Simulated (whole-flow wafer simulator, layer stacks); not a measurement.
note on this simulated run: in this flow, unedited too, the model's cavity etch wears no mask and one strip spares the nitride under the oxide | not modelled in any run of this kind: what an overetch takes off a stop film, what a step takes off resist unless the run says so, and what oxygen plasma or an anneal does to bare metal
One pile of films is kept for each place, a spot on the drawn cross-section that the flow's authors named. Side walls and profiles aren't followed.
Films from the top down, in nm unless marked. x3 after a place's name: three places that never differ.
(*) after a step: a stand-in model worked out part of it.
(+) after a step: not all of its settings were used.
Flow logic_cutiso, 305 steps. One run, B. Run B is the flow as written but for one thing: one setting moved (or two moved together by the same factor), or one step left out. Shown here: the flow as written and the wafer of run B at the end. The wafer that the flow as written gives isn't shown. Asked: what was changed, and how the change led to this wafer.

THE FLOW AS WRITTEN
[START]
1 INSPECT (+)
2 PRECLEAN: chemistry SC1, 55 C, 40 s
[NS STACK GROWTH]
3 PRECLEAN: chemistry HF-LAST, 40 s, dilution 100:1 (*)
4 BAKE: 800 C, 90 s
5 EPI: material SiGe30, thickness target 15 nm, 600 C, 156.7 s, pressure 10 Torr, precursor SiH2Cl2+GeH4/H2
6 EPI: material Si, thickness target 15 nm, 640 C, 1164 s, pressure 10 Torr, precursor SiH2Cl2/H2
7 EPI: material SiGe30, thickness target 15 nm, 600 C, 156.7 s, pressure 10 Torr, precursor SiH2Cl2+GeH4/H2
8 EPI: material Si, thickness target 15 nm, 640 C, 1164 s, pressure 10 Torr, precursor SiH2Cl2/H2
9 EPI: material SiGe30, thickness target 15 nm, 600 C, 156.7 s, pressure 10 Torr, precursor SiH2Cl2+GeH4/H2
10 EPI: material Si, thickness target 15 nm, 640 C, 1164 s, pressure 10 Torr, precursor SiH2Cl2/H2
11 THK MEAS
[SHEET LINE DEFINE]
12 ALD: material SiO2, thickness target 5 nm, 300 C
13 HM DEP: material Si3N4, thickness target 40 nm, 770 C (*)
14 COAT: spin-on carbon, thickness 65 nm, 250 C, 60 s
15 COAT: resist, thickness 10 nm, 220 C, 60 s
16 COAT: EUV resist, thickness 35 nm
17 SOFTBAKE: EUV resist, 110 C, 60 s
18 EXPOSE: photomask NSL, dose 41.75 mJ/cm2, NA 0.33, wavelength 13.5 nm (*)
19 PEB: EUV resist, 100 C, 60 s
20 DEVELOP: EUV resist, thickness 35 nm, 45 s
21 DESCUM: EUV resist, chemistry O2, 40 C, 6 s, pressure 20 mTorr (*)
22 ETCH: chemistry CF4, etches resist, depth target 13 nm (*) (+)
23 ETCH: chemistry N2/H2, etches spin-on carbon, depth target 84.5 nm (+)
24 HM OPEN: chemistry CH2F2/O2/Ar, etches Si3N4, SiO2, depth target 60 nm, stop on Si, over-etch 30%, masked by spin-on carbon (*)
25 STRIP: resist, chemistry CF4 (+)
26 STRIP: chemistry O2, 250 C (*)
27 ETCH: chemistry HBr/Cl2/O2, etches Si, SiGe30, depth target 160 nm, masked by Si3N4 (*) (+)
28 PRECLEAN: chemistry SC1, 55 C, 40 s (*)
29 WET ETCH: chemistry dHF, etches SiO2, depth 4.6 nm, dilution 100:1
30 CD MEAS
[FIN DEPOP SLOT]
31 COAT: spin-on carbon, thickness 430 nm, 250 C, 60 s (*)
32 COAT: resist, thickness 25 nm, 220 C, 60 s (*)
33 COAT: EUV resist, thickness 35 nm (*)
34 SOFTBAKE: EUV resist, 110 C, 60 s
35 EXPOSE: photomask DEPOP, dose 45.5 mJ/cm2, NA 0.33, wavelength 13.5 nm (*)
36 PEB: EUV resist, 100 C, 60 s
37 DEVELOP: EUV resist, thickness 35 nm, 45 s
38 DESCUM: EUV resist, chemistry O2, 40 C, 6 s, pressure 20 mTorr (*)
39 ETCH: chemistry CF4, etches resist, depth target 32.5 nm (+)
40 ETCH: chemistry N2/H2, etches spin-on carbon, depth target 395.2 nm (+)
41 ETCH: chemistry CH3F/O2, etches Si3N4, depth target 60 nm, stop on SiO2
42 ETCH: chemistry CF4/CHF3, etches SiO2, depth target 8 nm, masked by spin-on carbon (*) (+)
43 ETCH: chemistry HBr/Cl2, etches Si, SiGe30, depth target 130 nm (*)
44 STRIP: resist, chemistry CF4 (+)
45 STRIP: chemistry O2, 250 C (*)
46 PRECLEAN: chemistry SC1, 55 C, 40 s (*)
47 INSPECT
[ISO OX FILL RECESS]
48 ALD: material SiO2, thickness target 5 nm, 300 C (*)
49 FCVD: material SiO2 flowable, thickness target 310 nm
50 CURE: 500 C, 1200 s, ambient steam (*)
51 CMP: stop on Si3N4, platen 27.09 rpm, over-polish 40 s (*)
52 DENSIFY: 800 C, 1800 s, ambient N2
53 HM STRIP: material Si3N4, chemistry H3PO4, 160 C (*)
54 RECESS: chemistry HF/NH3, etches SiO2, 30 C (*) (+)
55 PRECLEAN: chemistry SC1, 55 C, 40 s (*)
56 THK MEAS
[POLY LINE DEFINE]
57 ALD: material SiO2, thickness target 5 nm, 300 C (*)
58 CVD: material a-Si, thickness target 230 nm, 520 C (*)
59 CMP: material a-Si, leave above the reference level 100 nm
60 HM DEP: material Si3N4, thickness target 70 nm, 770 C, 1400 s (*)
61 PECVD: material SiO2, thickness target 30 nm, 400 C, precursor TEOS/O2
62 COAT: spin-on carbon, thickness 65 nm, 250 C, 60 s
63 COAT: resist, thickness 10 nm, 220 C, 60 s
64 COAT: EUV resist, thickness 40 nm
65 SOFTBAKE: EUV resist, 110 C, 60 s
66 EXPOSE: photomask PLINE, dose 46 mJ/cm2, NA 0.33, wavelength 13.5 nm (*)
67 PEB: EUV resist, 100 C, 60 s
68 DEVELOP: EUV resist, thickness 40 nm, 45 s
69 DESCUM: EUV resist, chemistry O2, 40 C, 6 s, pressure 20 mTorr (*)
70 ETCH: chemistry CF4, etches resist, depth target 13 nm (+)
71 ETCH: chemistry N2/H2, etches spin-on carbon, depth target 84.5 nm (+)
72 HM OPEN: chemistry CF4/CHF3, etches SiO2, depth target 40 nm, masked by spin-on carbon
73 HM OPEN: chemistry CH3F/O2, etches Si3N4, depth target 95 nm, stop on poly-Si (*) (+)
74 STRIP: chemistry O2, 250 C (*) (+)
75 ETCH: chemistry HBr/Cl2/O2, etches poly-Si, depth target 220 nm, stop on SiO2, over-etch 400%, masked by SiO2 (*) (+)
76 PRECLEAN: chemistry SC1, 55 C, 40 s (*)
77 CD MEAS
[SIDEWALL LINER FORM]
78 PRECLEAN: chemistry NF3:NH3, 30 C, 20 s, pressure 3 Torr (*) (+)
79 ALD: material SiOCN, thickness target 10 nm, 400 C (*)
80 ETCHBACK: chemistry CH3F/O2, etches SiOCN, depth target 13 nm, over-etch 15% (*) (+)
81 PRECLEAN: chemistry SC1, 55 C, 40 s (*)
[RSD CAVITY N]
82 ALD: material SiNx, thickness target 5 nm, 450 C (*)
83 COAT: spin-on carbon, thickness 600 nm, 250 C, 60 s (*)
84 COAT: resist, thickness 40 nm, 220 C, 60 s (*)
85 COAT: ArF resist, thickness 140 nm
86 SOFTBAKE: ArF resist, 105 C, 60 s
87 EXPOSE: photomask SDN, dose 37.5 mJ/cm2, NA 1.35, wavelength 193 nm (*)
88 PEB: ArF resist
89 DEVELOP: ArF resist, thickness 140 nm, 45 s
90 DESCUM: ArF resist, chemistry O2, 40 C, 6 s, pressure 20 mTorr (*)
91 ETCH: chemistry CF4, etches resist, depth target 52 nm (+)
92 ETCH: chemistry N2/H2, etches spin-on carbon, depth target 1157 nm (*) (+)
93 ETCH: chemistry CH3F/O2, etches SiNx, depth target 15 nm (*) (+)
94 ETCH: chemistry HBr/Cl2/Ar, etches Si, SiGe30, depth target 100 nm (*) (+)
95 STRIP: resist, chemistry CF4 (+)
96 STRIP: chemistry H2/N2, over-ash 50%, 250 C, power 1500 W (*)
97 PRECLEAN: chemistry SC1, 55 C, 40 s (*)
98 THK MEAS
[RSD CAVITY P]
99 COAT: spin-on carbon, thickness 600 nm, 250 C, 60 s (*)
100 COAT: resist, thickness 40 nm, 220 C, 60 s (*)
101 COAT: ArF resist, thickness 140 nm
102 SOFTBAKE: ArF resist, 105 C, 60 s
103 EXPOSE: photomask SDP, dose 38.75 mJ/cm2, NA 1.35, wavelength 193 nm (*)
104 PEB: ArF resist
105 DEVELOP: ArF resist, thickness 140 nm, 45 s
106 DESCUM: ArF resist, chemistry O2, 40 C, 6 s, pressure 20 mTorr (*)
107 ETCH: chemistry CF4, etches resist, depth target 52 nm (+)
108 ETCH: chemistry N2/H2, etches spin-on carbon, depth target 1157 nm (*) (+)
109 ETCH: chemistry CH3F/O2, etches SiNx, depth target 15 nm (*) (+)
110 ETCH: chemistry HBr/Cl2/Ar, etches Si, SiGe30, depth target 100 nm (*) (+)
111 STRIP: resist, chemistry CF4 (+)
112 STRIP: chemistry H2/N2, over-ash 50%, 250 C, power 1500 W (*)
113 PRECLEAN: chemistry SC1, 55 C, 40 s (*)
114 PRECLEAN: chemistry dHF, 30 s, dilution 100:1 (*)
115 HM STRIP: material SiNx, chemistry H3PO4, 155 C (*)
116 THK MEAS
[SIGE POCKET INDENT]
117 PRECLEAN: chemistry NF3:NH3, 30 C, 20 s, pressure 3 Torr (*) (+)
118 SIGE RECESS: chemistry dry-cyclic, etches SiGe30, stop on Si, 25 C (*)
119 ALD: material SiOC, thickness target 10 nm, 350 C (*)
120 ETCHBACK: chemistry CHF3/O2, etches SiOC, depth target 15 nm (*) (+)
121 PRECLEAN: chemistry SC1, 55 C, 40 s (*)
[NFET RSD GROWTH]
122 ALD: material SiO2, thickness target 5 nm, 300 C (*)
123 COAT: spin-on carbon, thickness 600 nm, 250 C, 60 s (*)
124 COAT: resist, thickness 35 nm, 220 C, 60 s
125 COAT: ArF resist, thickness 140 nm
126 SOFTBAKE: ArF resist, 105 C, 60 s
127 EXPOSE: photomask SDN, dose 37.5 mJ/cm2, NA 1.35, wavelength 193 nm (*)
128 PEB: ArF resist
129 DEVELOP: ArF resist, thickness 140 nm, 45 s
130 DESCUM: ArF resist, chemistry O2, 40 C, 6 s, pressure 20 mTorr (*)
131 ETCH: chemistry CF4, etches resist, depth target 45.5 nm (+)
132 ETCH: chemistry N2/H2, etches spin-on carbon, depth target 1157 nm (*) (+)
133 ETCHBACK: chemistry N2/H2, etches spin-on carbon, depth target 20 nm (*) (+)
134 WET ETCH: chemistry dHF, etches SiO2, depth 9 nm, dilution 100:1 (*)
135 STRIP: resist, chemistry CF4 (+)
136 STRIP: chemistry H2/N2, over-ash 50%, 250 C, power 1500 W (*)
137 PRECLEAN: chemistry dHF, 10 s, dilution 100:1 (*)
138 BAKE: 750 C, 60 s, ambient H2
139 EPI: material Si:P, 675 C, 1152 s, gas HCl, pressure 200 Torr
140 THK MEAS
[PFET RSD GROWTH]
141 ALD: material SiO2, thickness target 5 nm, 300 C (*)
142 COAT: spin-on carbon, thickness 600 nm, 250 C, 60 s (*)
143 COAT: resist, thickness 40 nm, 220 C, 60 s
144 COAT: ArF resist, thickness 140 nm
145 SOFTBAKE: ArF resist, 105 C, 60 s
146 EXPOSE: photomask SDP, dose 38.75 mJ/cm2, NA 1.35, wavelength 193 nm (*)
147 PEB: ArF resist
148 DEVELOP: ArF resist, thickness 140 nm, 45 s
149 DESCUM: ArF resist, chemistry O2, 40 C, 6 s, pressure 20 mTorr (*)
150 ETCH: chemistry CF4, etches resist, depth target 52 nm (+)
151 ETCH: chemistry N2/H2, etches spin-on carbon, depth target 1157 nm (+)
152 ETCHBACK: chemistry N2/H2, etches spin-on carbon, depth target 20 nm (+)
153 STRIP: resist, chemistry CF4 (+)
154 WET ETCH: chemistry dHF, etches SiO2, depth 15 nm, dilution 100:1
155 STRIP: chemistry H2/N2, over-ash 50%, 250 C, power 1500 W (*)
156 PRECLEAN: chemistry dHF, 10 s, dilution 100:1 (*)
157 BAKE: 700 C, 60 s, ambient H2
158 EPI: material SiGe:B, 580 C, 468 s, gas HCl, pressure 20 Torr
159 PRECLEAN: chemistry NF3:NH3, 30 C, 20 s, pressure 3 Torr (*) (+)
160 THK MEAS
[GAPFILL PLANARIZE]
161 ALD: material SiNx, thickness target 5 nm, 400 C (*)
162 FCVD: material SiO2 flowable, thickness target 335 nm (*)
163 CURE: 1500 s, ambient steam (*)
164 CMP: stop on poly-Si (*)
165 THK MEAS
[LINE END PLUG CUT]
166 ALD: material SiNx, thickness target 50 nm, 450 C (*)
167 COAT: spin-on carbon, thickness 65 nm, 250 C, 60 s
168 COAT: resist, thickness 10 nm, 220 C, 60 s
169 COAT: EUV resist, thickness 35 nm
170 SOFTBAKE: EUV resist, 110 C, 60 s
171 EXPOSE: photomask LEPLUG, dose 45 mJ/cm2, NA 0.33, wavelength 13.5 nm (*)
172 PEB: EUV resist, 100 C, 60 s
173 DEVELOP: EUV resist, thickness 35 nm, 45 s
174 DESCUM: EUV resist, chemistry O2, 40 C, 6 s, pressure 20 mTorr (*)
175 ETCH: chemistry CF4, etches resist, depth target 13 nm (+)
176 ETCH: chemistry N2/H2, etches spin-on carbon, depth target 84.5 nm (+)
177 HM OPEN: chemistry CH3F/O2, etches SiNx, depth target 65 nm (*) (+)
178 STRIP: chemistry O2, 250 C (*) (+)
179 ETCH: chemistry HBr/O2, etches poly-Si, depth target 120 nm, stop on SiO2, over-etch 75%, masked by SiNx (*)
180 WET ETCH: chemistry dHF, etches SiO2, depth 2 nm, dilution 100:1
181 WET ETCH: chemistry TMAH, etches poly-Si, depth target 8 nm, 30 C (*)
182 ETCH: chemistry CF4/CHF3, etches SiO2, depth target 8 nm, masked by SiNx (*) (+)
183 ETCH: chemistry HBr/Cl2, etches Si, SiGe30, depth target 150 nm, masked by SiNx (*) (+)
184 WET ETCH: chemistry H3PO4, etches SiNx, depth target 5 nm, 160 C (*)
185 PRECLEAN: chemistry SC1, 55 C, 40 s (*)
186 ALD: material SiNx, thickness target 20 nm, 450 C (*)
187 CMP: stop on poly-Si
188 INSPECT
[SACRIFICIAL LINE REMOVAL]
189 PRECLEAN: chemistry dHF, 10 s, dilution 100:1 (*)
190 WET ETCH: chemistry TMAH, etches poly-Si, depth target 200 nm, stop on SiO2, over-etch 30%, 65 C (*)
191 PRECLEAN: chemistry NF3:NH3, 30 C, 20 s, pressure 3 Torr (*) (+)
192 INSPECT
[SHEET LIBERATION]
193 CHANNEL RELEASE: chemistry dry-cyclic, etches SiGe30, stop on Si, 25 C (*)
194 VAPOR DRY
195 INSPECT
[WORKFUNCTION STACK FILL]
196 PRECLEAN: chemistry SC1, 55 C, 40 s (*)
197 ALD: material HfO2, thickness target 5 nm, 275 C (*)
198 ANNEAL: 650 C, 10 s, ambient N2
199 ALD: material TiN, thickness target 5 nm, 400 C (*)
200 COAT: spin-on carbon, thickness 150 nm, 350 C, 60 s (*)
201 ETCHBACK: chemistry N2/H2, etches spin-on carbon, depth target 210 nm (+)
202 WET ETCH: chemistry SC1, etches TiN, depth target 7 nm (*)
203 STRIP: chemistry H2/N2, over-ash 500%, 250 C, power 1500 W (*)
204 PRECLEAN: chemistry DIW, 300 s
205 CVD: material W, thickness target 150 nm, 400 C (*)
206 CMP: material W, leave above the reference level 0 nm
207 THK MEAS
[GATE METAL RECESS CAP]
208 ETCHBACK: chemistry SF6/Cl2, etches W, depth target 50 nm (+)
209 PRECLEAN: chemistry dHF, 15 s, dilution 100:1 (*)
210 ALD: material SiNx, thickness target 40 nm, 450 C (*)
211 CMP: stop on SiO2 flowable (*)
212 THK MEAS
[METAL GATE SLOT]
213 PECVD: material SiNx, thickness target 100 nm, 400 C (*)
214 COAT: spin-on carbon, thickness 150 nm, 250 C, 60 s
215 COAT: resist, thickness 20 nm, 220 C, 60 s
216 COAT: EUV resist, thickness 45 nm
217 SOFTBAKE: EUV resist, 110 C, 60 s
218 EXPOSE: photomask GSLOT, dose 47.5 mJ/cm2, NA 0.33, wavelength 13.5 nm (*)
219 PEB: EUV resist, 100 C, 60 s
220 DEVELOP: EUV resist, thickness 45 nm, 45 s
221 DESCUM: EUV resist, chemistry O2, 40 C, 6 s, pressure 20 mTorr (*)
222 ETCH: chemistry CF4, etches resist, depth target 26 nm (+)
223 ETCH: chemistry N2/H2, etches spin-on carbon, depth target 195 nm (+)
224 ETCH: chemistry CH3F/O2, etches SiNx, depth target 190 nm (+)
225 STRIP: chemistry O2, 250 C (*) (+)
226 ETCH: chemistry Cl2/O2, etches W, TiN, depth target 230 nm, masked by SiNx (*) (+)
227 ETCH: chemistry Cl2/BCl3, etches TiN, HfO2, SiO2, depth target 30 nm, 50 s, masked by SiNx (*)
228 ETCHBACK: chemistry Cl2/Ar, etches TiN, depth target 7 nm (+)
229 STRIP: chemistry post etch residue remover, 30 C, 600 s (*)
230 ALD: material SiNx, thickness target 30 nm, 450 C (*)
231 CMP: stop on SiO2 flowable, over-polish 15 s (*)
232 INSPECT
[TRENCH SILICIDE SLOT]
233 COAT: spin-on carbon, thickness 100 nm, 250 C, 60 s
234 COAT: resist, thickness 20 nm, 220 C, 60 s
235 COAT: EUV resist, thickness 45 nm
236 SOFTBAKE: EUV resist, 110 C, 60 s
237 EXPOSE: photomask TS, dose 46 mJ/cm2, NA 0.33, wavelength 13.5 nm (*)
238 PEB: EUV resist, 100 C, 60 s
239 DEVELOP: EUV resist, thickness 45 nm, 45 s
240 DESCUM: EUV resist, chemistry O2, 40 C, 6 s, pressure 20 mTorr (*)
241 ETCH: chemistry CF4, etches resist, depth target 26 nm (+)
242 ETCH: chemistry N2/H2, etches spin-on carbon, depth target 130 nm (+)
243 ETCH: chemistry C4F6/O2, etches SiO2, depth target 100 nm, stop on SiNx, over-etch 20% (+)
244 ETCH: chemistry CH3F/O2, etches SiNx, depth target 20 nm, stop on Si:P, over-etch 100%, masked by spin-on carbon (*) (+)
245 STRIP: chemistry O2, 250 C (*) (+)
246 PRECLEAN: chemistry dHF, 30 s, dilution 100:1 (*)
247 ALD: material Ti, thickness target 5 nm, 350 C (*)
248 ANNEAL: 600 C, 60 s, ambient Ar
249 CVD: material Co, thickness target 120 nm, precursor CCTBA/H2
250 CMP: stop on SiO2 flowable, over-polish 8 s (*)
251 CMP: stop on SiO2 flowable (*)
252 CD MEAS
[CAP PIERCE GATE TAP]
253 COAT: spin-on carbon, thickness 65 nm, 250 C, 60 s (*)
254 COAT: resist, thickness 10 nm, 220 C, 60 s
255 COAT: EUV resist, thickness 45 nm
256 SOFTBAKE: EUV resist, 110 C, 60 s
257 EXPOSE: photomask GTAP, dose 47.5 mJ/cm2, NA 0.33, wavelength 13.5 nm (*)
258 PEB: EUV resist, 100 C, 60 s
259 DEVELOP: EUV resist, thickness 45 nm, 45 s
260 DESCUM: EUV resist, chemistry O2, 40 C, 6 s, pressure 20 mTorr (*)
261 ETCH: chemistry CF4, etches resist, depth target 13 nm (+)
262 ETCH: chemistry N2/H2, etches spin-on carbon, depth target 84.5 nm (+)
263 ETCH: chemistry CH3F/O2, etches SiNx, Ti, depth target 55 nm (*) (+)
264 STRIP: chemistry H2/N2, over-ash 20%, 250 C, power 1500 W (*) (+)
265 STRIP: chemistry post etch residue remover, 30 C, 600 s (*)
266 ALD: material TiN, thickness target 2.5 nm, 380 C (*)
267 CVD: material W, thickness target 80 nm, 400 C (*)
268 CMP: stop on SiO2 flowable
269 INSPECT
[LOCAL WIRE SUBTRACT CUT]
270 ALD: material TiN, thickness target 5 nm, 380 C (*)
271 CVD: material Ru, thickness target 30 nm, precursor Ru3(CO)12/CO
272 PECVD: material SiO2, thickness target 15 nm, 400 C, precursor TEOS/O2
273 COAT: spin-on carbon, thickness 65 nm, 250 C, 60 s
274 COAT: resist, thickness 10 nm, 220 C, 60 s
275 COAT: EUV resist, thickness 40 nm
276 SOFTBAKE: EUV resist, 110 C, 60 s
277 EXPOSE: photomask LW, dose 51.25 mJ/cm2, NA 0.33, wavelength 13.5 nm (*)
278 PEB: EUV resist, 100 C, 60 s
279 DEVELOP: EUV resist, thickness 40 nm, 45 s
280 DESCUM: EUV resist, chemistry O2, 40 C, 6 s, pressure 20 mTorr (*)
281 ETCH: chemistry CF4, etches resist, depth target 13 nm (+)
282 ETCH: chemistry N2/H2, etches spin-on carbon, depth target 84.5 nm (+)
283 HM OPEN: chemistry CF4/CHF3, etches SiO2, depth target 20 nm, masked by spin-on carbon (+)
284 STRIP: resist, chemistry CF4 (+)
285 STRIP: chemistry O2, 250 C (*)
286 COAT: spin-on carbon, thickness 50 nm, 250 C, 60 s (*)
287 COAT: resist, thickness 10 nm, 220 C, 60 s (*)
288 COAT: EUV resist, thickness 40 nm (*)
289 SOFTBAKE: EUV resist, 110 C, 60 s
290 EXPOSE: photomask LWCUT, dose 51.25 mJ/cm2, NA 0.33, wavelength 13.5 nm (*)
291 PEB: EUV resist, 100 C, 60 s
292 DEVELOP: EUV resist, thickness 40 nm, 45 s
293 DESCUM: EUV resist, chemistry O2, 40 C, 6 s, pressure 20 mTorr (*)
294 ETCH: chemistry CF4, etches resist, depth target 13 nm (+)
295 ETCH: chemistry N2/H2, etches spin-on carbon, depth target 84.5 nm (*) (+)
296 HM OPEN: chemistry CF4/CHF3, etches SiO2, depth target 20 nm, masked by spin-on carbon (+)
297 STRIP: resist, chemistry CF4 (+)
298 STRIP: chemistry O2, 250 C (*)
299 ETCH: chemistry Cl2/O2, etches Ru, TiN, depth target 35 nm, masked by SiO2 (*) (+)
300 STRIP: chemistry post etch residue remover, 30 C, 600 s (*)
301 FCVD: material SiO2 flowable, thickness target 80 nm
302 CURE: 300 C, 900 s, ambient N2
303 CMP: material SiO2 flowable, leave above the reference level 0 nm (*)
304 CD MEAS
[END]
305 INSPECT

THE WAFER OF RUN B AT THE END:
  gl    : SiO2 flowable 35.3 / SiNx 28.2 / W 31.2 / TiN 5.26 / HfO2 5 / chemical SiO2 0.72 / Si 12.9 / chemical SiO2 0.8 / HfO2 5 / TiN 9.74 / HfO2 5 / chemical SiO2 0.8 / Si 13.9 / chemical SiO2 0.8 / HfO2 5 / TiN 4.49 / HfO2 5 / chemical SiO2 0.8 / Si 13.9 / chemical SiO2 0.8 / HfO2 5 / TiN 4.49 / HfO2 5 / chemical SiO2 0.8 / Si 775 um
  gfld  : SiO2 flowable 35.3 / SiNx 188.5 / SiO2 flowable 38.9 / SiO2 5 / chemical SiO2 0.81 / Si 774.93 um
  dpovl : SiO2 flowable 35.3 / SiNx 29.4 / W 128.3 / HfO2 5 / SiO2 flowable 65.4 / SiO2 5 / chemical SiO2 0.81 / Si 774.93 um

The cause: step 9, EPI: thickness target 20.2 nm was run, where the flow has thickness target 15 nm; step 9, EPI: 211.5 s was run, where the flow has 156.7 s.

How the change led to this, step by step:
  9 EPI: material SiGe30, thickness target 15 nm, 600 C, 156.7 s, pressure 10 Torr, precursor SiH2Cl2+GeH4/H2
      depop, dpovl, gfld and 19 more: SiGe30 +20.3 (new film) (as written it would be: SiGe30 +15 (new film))
  27 ETCH: chemistry HBr/Cl2/O2, etches Si, SiGe30, depth target 160 nm, masked by Si3N4 (*) (+)
      gfld, gxf, iso, lnri: chemical SiO2 -0.79 (all of it), Si -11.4 (all of it), SiGe30 -20.3 (all of it), Si -15 (all of it), SiGe30 -15 (all of it), Si -15 (all of it), SiGe30 -15 (all of it), Si -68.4 (as written it would be: chemical SiO2 -0.79 (all of it), Si -11.4 (all of it), SiGe30 -15 (all of it), Si -15 (all of it), SiGe30 -15 (all of it), Si -15 (all of it), SiGe30 -15 (all of it), Si -73.6)
      dpovl, nsgap: chemical SiO2 -0.79 (all of it), Si -11.8 (all of it), SiGe30 -20.3 (all of it), Si -15 (all of it), SiGe30 -15 (all of it), Si -15 (all of it), SiGe30 -15 (all of it), Si -68 (as written it would be: chemical SiO2 -0.79 (all of it), Si -11.8 (all of it), SiGe30 -15 (all of it), Si -15 (all of it), SiGe30 -15 (all of it), Si -15 (all of it), SiGe30 -15 (all of it), Si -73.2)
      (and at 1 more place)
  43 ETCH: chemistry HBr/Cl2, etches Si, SiGe30, depth target 130 nm (*)
      depop: Si -14 (all of it), SiGe30 -20.3 (all of it), Si -15 (all of it), SiGe30 -15 (all of it), Si -15 (all of it), SiGe30 -15 (all of it), Si -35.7 (as written it would be: Si -14 (all of it), SiGe30 -15 (all of it), Si -15 (all of it), SiGe30 -15 (all of it), Si -15 (all of it), SiGe30 -15 (all of it), Si -41)
  94 ETCH: chemistry HBr/Cl2/Ar, etches Si, SiGe30, depth target 100 nm (*) (+)
      rsdn, rsdx: chemical SiO2 -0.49 (all of it), Si -12.8 (all of it), SiGe30 -20.3 (all of it), Si -15 (all of it), SiGe30 -15 (all of it), Si -15 (all of it), SiGe30 -15 (all of it), Si -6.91 (as written it would be: chemical SiO2 -0.49 (all of it), Si -12.8 (all of it), SiGe30 -15 (all of it), Si -15 (all of it), SiGe30 -15 (all of it), Si -15 (all of it), SiGe30 -15 (all of it), Si -12.2)
  110 ETCH: chemistry HBr/Cl2/Ar, etches Si, SiGe30, depth target 100 nm (*) (+)
      rsdp, rsdw: chemical SiO2 -0.49 (all of it), Si -12.8 (all of it), SiGe30 -20.3 (all of it), Si -15 (all of it), SiGe30 -15 (all of it), Si -15 (all of it), SiGe30 -15 (all of it), Si -6.91 (as written it would be: chemical SiO2 -0.49 (all of it), Si -12.8 (all of it), SiGe30 -15 (all of it), Si -15 (all of it), SiGe30 -15 (all of it), Si -15 (all of it), SiGe30 -15 (all of it), Si -12.2)
  118 SIGE RECESS: chemistry dry-cyclic, etches SiGe30, stop on Si, 25 C (*)
      lnr, lnrp, lnrt: SiOCN -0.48, Si -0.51, cavity +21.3 (new film), SiGe30 -20.3 (all of it), Si -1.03, cavity +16 (new film), SiGe30 -15 (all of it), Si -1.03, cavity +16 (new film), SiGe30 -15 (all of it), Si -0.51 (as written it would be: SiOCN -0.48, Si -0.51, cavity +16 (new film), SiGe30 -15 (all of it), Si -1.03, cavity +16 (new film), SiGe30 -15 (all of it), Si -1.03, cavity +16 (new film), SiGe30 -15 (all of it), Si -0.51)
  119 ALD: material SiOC, thickness target 10 nm, 350 C (*)
      lnr, lnrp, lnrt: SiOC +10 (new film), SiOC +21.3 (new film), cavity -21.3 (all of it), SiOC +16 (new film), cavity -16 (all of it), SiOC +16 (new film), cavity -16 (all of it) (as written it would be: SiOC +10 (new film), SiOC +16 (new film), cavity -16 (all of it), SiOC +16 (new film), cavity -16 (all of it), SiOC +16 (new film), cavity -16 (all of it))
  183 ETCH: chemistry HBr/Cl2, etches Si, SiGe30, depth target 150 nm, masked by SiNx (*) (+)
      plug: Si -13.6 (all of it), SiGe30 -20.3 (all of it), Si -15 (all of it), SiGe30 -15 (all of it), Si -15 (all of it), SiGe30 -15 (all of it), Si -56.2 (as written it would be: Si -13.6 (all of it), SiGe30 -15 (all of it), Si -15 (all of it), SiGe30 -15 (all of it), Si -15 (all of it), SiGe30 -15 (all of it), Si -61.4)
  193 CHANNEL RELEASE: chemistry dry-cyclic, etches SiGe30, stop on Si, 25 C (*)
      gl, glp, gxn, gxp, ns, tap: chemical SiO2 +0.8 (new film), Si -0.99, chemical SiO2 +0.8 (new film), cavity +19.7 (new film), chemical SiO2 +0.8 (new film), SiGe30 -20.3 (all of it), Si -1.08, chemical SiO2 +0.8 (new film), cavity +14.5 (new film), chemical SiO2 +0.8 (new film), SiGe30 -15 (all of it), Si -1.08, chemical SiO2 +0.8 (new film), cavity +14.5 (new film), chemical SiO2 +0.8 (new film), SiGe30 -15 (all of it), Si -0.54 (as written it would be: chemical SiO2 +0.8 (new film), Si -0.99, chemical SiO2 +0.8 (new film), cavity +14.5 (new film), chemical SiO2 +0.8 (new film), SiGe30 -15 (all of it), Si -1.08, chemical SiO2 +0.8 (new film), cavity +14.5 (new film), chemical SiO2 +0.8 (new film), SiGe30 -15 (all of it), Si -1.08, chemical SiO2 +0.8 (new film), cavity +14.5 (new film), chemical SiO2 +0.8 (new film), SiGe30 -15 (all of it), Si -0.54)
  199 ALD: material TiN, thickness target 5 nm, 400 C (*)
      gl, glp, tap: TiN +5.26 (new film), TiN +9.74 (new film), cavity -9.74 (all of it), TiN +4.49 (new film), cavity -4.49 (all of it), TiN +4.49 (new film), cavity -4.49 (all of it) (as written it would be: TiN +5.26 (new film), TiN +4.49 (new film), cavity -4.49 (all of it), TiN +4.49 (new film), cavity -4.49 (all of it), TiN +4.49 (new film), cavity -4.49 (all of it))
      gxn, gxp, ns: TiN +5 (new film), TiN +9.74 (new film), cavity -9.74 (all of it), TiN +4.49 (new film), cavity -4.49 (all of it), TiN +4.49 (new film), cavity -4.49 (all of it) (as written it would be: TiN +5 (new film), TiN +4.49 (new film), cavity -4.49 (all of it), TiN +4.49 (new film), cavity -4.49 (all of it), TiN +4.49 (new film), cavity -4.49 (all of it))
